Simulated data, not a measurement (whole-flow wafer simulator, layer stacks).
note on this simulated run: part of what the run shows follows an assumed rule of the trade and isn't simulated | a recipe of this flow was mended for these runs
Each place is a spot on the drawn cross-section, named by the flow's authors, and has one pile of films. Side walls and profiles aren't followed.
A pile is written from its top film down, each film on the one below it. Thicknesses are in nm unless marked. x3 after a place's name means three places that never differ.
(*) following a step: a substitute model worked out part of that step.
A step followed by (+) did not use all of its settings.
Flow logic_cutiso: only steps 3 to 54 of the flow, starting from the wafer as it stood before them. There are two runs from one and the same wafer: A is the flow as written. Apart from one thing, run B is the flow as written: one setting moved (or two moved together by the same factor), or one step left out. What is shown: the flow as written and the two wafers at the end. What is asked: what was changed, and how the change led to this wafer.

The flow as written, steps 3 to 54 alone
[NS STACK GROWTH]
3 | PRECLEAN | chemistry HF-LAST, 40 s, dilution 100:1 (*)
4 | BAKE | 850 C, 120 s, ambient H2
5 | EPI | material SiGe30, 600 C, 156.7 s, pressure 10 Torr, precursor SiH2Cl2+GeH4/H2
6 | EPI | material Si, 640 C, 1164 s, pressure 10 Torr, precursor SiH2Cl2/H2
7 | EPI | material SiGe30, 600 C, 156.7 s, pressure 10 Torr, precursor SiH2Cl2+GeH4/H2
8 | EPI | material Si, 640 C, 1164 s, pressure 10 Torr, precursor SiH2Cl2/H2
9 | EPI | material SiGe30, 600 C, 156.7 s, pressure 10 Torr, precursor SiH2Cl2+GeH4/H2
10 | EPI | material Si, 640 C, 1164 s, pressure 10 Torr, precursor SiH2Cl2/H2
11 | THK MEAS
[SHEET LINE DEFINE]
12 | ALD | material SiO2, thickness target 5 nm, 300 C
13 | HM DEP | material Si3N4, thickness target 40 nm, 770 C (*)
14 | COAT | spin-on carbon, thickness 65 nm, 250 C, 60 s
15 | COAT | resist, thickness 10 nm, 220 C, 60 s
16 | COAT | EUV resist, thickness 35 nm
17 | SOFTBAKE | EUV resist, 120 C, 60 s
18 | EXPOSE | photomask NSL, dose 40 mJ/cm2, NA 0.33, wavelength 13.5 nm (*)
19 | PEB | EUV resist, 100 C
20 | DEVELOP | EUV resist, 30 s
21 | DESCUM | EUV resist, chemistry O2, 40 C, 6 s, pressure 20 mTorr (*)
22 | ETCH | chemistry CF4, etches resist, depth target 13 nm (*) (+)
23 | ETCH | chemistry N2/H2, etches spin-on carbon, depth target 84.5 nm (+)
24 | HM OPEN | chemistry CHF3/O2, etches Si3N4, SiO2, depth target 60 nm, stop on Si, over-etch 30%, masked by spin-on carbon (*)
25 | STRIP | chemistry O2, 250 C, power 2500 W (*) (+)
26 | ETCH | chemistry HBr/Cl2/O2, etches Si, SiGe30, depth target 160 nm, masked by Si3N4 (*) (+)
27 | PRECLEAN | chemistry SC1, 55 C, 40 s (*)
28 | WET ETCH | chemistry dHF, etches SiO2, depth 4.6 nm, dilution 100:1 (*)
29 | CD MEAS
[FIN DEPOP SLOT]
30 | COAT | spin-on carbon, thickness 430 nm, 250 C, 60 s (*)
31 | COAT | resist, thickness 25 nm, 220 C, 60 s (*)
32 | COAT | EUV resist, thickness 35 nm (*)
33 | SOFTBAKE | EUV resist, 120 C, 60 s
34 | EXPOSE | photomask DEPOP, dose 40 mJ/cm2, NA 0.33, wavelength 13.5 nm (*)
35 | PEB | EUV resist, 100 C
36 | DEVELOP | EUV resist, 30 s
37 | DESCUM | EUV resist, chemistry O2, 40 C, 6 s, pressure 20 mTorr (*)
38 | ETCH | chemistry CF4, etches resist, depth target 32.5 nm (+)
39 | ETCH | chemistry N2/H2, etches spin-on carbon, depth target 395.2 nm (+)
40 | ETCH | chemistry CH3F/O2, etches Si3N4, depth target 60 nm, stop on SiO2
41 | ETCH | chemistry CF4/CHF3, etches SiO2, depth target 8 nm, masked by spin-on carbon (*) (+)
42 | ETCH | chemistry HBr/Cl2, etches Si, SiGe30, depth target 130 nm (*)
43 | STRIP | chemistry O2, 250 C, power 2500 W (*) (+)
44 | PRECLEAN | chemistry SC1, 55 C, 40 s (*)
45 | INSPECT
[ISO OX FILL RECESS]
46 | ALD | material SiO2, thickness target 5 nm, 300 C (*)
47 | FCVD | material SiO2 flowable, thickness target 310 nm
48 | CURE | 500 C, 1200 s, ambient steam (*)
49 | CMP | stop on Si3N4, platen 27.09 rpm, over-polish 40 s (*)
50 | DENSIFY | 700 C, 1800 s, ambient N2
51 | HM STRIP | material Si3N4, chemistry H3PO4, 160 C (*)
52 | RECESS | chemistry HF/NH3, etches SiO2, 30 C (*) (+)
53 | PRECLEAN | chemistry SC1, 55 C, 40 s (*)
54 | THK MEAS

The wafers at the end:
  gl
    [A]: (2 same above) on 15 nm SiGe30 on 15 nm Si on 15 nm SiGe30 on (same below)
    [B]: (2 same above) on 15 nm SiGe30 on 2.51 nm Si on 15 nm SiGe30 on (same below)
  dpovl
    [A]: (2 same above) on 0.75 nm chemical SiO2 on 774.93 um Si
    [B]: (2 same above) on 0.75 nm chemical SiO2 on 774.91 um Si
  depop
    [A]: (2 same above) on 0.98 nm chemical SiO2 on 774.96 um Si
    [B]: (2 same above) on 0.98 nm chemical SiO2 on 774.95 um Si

The reason: step 8, EPI: 605 C was run, whereas the flow has 640 C.

The path from the change to this, step by step:
  8 | EPI | material Si, 640 C, 1164 s, pressure 10 Torr, precursor SiH2Cl2/H2
      depop, dpovl, gfld and 19 more: A +15 Si (new film) | B +2.51 Si (new film)
  26 | ETCH | chemistry HBr/Cl2/O2, etches Si, SiGe30, depth target 160 nm, masked by Si3N4 (*) (+)
      dpovl, gfld, gxf, iso, isow, lnri, nsgap: A -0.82 chemical SiO2 (all of it), -12 Si (all of it), -15 SiGe30 (all of it), -15 Si (all of it), -15 SiGe30 (all of it), -15 Si (all of it), -15 SiGe30 (all of it), -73 Si | B -0.82 chemical SiO2 (all of it), -12 Si (all of it), -15 SiGe30 (all of it), -2.51 Si (all of it), -15 SiGe30 (all of it), -15 Si (all of it), -15 SiGe30 (all of it), -85.5 Si
  42 | ETCH | chemistry HBr/Cl2, etches Si, SiGe30, depth target 130 nm (*)
      depop: A -13.8 Si (all of it), -15 SiGe30 (all of it), -15 Si (all of it), -15 SiGe30 (all of it), -15 Si (all of it), -15 SiGe30 (all of it), -41.2 Si | B -13.8 Si (all of it), -15 SiGe30 (all of it), -2.51 Si (all of it), -15 SiGe30 (all of it), -15 Si (all of it), -15 SiGe30 (all of it), -53.7 Si
